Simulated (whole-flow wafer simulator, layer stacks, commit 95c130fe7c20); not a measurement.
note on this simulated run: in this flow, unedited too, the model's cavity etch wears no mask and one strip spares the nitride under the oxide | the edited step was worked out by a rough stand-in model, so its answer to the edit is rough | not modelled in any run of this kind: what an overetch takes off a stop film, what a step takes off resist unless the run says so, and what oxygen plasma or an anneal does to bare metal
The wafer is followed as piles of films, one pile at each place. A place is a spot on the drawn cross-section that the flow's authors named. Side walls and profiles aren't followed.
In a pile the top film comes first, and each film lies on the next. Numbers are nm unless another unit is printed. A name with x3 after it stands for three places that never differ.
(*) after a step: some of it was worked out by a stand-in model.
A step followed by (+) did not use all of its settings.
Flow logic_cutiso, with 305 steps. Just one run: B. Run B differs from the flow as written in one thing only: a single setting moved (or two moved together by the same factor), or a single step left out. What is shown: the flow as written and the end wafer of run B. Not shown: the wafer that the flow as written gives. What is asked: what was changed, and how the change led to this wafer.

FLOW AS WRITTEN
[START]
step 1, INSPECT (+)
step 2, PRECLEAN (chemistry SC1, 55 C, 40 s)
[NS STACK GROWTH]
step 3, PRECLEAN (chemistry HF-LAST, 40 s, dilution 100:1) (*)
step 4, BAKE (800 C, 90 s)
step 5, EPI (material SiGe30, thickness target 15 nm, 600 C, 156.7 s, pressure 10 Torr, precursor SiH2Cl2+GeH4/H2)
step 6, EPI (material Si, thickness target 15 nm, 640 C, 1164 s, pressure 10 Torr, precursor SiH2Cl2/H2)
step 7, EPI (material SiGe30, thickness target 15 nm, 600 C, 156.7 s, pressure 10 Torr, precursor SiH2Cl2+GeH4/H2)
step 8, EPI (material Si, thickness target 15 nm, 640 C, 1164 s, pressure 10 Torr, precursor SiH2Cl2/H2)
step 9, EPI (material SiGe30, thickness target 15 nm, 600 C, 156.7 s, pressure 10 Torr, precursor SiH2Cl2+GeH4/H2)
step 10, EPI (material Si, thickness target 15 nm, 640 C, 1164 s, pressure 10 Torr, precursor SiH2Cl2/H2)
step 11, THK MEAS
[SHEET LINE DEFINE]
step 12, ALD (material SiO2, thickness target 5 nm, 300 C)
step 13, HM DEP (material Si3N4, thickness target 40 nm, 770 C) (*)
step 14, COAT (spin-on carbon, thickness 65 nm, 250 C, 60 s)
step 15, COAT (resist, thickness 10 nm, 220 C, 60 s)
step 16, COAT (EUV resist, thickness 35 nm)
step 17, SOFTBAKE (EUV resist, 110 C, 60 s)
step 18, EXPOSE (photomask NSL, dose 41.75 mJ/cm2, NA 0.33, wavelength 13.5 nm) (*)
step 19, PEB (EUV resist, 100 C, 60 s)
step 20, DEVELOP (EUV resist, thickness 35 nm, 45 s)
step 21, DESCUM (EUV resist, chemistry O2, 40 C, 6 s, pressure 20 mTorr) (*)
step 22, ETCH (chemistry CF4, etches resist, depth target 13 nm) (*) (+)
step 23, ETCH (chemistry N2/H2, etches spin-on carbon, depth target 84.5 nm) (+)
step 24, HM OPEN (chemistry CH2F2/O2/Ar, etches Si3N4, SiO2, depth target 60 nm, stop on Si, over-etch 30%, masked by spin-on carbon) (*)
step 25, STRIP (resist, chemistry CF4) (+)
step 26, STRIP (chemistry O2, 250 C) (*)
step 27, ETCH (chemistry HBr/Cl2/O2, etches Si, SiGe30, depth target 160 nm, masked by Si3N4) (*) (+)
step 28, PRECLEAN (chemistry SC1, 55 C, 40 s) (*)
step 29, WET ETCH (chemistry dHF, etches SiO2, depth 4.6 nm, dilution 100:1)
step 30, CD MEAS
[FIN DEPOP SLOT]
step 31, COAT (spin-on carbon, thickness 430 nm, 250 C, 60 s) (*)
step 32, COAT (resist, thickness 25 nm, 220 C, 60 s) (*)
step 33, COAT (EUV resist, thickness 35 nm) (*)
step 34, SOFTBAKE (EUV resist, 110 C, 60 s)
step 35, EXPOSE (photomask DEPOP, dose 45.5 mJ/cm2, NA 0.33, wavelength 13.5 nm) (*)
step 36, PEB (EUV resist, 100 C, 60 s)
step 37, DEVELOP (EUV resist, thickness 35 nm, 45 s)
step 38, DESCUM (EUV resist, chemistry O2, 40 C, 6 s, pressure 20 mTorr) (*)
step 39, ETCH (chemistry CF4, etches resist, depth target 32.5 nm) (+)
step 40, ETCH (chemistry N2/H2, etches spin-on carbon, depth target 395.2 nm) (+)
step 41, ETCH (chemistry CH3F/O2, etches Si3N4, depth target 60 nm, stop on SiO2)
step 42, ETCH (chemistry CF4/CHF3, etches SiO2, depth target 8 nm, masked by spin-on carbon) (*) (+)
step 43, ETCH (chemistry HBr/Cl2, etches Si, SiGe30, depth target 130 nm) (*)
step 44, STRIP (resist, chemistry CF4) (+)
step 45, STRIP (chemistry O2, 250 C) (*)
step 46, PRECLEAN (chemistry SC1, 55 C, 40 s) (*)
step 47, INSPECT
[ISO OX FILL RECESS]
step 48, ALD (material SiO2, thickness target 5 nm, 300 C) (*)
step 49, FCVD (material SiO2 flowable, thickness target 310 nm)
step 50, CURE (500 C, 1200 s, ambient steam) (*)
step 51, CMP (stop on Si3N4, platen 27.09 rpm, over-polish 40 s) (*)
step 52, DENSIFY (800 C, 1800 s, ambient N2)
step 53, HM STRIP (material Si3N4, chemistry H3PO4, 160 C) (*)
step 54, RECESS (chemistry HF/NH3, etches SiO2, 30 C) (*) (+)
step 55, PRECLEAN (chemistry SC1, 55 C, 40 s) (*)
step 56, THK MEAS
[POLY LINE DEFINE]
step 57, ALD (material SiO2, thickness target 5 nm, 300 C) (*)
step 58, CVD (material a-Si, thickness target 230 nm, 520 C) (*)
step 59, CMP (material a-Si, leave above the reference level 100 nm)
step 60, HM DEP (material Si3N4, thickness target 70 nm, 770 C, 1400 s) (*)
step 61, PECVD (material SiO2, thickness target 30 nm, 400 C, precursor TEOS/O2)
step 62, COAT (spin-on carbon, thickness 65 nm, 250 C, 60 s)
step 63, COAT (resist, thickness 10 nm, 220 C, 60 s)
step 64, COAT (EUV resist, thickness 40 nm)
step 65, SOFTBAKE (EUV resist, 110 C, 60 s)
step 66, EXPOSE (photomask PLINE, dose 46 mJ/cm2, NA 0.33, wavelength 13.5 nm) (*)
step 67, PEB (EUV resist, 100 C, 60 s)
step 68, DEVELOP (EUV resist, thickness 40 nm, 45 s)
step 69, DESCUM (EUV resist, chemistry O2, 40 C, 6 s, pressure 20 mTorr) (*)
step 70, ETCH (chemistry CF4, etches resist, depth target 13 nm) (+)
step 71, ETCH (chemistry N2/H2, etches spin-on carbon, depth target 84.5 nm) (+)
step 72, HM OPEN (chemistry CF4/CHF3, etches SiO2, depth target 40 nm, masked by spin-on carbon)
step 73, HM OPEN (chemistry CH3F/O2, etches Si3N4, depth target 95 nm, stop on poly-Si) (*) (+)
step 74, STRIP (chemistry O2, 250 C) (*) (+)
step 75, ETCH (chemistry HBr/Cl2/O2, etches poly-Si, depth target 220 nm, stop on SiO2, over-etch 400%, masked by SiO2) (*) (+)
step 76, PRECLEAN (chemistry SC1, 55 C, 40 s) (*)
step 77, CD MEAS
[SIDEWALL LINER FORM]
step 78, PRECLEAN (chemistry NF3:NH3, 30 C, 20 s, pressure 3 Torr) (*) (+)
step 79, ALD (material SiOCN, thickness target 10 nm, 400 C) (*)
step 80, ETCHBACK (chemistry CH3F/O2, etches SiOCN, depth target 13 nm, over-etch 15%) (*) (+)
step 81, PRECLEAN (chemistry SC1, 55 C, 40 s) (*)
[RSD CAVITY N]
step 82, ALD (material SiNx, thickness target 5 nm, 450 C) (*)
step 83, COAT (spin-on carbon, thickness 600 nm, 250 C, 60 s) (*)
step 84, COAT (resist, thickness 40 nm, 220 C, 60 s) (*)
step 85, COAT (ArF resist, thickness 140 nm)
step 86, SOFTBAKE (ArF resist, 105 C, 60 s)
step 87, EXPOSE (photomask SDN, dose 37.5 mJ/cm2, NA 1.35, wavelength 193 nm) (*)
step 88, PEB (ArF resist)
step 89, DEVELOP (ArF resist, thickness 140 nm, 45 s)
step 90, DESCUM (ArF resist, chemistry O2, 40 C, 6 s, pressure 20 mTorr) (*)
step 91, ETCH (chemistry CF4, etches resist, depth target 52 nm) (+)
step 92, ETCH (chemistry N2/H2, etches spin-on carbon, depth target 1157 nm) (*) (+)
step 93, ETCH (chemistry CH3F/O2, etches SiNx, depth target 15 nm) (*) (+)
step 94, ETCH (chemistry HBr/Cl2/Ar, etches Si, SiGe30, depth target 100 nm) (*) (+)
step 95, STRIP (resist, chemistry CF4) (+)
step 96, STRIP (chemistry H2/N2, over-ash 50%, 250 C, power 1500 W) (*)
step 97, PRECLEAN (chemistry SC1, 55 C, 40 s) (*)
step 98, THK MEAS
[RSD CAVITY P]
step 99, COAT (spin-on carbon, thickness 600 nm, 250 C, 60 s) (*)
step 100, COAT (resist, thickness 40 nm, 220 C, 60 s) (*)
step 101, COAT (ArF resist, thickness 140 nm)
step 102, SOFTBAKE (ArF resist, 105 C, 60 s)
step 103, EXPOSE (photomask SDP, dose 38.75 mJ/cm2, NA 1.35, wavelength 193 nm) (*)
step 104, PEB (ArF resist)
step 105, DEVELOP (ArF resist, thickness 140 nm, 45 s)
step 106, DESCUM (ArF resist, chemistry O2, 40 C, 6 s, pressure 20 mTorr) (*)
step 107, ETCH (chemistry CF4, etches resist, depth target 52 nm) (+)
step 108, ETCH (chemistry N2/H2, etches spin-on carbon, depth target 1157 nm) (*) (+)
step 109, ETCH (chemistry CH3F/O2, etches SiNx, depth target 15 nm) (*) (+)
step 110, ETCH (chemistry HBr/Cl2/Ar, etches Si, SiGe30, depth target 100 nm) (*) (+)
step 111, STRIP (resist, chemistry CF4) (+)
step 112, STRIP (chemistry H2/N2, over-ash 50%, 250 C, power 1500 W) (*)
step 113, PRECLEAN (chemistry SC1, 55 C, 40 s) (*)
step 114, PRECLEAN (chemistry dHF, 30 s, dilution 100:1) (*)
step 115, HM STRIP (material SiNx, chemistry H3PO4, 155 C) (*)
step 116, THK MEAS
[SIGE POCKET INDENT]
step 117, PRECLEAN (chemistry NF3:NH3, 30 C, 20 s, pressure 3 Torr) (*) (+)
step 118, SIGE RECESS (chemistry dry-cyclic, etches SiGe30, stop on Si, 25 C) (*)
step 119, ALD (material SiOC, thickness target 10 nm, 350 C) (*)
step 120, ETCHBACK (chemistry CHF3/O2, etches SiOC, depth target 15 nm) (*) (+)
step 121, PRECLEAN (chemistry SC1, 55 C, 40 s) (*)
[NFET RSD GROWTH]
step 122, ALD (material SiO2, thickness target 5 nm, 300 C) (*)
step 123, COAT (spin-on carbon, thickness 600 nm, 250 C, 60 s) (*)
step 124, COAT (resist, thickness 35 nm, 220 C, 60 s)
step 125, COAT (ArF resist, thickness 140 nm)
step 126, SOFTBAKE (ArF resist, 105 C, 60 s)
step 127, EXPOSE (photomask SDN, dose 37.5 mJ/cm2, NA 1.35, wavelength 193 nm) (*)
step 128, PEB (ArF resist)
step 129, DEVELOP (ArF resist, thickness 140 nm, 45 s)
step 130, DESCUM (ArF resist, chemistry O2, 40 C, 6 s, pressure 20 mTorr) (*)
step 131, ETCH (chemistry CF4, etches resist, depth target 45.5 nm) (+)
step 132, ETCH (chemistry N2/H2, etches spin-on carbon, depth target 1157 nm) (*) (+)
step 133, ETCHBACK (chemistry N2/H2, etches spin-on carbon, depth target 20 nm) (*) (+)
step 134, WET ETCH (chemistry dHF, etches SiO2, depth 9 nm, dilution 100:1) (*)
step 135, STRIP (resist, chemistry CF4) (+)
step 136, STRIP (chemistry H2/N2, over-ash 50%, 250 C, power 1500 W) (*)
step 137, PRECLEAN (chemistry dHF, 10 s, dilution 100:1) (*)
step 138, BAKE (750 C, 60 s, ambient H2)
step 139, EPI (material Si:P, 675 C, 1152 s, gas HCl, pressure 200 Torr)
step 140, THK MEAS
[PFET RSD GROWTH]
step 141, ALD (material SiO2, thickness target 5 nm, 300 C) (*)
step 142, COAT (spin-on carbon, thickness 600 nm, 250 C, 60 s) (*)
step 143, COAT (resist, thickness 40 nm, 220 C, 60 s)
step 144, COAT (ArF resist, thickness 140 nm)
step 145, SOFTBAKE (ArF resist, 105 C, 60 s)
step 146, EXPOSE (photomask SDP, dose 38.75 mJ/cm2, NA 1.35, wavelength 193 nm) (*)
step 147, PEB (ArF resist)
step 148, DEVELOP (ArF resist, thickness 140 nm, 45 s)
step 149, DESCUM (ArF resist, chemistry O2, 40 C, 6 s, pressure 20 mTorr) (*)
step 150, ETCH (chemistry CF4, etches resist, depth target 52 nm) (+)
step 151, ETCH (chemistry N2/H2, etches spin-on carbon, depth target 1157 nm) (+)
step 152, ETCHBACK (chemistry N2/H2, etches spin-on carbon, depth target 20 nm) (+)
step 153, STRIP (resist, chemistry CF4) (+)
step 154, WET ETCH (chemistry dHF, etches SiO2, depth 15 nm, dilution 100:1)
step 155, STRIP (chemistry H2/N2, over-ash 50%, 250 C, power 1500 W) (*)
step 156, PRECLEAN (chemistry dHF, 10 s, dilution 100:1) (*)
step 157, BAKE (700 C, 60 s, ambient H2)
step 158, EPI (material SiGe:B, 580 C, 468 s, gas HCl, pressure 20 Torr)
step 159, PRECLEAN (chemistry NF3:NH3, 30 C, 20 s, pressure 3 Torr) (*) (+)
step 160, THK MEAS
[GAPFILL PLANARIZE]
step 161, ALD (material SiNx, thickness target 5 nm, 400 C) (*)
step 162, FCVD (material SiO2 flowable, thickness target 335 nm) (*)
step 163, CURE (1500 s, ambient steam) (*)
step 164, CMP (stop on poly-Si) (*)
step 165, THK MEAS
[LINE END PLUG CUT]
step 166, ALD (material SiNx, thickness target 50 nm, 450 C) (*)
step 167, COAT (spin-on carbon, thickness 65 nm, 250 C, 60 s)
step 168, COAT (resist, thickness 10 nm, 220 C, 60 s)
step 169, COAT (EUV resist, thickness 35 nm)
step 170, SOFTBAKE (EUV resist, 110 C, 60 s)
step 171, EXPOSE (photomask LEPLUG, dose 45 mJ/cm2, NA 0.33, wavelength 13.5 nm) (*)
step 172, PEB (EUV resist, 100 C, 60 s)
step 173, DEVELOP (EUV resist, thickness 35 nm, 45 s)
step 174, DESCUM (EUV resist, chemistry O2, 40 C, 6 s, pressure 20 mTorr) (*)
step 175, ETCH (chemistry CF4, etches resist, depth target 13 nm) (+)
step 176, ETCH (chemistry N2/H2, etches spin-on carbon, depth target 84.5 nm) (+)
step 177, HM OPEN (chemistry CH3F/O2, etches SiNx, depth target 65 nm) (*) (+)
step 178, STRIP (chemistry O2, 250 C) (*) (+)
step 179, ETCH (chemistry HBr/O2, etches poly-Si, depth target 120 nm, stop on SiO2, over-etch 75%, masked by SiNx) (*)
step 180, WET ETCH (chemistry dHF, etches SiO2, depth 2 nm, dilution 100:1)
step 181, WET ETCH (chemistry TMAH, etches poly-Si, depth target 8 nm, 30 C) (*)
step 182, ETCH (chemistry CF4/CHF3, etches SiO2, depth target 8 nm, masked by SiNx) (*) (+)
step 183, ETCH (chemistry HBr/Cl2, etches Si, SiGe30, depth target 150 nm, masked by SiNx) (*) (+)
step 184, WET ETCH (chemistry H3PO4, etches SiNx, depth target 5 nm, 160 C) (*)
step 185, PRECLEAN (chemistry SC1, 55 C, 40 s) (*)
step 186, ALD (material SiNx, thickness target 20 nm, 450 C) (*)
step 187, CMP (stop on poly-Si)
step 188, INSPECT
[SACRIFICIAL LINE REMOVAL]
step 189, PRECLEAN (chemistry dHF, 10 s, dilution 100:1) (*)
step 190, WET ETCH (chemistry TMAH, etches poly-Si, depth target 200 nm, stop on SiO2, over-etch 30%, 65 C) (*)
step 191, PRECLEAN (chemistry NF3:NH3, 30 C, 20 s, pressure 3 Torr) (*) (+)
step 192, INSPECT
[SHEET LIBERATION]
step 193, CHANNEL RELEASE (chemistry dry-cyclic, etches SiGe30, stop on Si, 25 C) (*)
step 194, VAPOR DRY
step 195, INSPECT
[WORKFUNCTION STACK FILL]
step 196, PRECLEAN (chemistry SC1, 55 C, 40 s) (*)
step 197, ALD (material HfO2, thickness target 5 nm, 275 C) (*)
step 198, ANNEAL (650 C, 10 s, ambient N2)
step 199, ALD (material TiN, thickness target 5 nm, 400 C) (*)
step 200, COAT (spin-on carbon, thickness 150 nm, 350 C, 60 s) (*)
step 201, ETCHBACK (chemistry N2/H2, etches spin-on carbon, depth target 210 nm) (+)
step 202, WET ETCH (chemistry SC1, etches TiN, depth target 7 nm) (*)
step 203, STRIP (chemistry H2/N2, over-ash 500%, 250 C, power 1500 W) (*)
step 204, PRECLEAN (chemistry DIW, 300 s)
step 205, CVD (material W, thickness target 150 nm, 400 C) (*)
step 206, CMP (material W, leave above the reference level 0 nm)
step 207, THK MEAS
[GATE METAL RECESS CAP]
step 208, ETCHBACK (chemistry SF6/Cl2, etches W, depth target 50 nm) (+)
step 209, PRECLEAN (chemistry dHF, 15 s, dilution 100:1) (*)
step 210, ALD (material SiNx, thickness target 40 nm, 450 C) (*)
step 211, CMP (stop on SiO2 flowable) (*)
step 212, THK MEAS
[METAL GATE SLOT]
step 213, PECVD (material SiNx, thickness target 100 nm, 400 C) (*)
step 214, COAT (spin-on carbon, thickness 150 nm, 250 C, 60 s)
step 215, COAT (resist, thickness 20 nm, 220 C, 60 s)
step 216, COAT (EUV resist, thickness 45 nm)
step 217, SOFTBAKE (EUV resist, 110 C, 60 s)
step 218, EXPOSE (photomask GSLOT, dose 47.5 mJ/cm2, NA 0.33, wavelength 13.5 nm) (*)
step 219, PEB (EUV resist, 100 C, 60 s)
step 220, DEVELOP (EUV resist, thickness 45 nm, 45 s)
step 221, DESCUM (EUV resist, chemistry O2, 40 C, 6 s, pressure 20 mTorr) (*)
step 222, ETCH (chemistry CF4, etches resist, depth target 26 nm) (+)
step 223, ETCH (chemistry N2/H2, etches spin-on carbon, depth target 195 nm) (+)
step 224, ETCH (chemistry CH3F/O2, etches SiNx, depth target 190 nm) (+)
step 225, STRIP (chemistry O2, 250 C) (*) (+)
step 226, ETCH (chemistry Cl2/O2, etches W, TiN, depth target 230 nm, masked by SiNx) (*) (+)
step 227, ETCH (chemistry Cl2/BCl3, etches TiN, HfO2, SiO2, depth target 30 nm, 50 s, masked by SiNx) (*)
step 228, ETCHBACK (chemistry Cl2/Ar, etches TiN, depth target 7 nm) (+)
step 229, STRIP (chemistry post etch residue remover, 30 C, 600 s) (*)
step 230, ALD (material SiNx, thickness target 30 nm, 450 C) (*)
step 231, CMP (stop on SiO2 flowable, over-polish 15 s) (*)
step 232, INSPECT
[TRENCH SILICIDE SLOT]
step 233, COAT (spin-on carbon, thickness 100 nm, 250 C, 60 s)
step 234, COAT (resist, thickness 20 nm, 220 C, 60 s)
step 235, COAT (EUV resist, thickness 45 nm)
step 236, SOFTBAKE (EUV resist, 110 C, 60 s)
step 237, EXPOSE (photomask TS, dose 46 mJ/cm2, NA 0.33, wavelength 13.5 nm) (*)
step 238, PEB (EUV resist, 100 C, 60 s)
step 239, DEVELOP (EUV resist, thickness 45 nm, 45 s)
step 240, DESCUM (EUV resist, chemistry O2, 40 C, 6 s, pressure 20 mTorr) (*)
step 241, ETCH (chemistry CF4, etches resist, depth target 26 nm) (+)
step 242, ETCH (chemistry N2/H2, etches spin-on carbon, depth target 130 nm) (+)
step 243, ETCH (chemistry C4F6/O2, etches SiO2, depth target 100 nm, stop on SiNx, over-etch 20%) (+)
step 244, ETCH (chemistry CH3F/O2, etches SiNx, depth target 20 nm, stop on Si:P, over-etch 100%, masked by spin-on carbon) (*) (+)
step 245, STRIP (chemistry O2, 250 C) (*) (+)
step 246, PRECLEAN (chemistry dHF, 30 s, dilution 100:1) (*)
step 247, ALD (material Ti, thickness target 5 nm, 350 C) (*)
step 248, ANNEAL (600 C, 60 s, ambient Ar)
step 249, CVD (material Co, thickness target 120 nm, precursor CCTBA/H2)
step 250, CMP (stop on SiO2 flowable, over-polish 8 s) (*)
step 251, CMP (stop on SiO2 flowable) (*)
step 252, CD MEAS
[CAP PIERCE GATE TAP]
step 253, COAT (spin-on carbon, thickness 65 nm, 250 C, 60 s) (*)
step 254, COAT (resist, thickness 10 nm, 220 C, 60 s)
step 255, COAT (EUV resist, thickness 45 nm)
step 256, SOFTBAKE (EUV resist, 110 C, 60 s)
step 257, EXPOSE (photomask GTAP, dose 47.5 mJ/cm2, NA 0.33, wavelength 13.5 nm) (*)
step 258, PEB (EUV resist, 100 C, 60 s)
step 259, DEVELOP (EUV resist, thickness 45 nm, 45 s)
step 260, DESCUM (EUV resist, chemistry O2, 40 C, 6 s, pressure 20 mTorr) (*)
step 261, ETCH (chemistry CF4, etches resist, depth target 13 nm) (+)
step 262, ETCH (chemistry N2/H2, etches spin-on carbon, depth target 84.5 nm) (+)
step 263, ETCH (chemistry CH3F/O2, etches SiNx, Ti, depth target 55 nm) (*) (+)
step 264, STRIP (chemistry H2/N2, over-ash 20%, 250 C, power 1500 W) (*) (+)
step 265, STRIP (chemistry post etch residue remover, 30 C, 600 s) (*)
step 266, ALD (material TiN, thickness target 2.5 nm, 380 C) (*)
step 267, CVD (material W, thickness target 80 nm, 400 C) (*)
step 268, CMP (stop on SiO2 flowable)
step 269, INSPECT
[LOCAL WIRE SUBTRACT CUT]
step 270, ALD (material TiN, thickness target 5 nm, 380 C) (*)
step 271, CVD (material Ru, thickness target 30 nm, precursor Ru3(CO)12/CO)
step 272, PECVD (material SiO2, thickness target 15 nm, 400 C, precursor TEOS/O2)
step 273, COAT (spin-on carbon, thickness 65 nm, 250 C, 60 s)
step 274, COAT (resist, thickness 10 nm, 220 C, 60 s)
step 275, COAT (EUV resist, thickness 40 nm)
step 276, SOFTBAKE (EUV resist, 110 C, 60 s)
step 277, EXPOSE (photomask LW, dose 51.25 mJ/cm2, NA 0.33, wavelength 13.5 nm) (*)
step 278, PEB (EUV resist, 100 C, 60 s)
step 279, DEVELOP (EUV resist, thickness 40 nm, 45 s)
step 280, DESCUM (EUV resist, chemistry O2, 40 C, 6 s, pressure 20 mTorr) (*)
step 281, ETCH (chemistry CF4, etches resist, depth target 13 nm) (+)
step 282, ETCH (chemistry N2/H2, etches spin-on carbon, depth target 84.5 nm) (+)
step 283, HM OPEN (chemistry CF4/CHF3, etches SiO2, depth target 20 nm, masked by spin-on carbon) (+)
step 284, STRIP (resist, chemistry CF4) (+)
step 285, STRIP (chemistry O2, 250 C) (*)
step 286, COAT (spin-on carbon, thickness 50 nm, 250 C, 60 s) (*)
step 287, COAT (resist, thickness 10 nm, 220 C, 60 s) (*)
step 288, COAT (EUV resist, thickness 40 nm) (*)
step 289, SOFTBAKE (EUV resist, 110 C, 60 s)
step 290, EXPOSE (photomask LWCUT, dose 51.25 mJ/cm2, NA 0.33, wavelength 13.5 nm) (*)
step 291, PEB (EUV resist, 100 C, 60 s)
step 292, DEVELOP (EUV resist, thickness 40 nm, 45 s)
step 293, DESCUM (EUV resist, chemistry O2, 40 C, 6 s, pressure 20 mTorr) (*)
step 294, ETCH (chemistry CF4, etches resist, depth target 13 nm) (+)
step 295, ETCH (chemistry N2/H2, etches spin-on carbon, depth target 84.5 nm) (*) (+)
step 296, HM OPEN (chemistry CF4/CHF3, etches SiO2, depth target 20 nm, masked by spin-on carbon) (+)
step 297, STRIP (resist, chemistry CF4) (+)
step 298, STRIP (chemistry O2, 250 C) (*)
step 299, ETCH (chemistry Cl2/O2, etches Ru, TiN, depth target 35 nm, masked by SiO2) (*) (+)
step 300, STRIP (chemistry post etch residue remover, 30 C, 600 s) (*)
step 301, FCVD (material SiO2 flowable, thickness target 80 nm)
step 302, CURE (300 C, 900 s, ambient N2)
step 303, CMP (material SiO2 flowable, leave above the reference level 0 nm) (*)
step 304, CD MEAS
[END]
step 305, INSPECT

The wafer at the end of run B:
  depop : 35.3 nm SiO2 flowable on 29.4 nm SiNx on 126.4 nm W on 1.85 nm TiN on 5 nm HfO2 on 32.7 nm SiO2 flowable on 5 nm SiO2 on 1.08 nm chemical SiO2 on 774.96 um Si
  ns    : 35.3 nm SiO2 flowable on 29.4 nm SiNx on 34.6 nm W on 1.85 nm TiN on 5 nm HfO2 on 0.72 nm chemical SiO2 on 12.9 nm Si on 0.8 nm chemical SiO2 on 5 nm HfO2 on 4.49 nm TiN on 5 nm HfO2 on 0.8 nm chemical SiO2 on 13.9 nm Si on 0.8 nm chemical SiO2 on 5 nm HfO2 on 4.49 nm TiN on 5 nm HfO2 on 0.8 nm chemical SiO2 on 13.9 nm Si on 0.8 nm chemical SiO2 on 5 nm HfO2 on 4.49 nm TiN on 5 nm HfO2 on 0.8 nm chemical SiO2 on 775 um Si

What caused this: step 202, WET ETCH: depth target 3.15 nm was run, while the flow as written has depth target 7 nm.

The path from the change to this, step by step:
  step 202, WET ETCH (chemistry SC1, etches TiN, depth target 7 nm) (*)
      depop, dpovl, iso and 12 more: TiN loses 3.15 (as written it would have been: TiN loses 5 (all of it))
  step 206, CMP (material W, leave above the reference level 0 nm)
      lnr, lnri, lnrp, lnrt: W loses 150 (all of it), TiN loses 1.85 (all of it), HfO2 loses 5 (all of it), SiOCN loses 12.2 (as written it would have been: W loses 150 (all of it), HfO2 loses 5 (all of it), SiOCN loses 12.2)
      rsdn, rsdp, rsdw, rsdx: W loses 162.2 (all of it), TiN loses 1.85 (all of it), HfO2 loses 5 (all of it) (as written it would have been: W loses 162.2 (all of it), HfO2 loses 5 (all of it))
      (also at 2 further places)
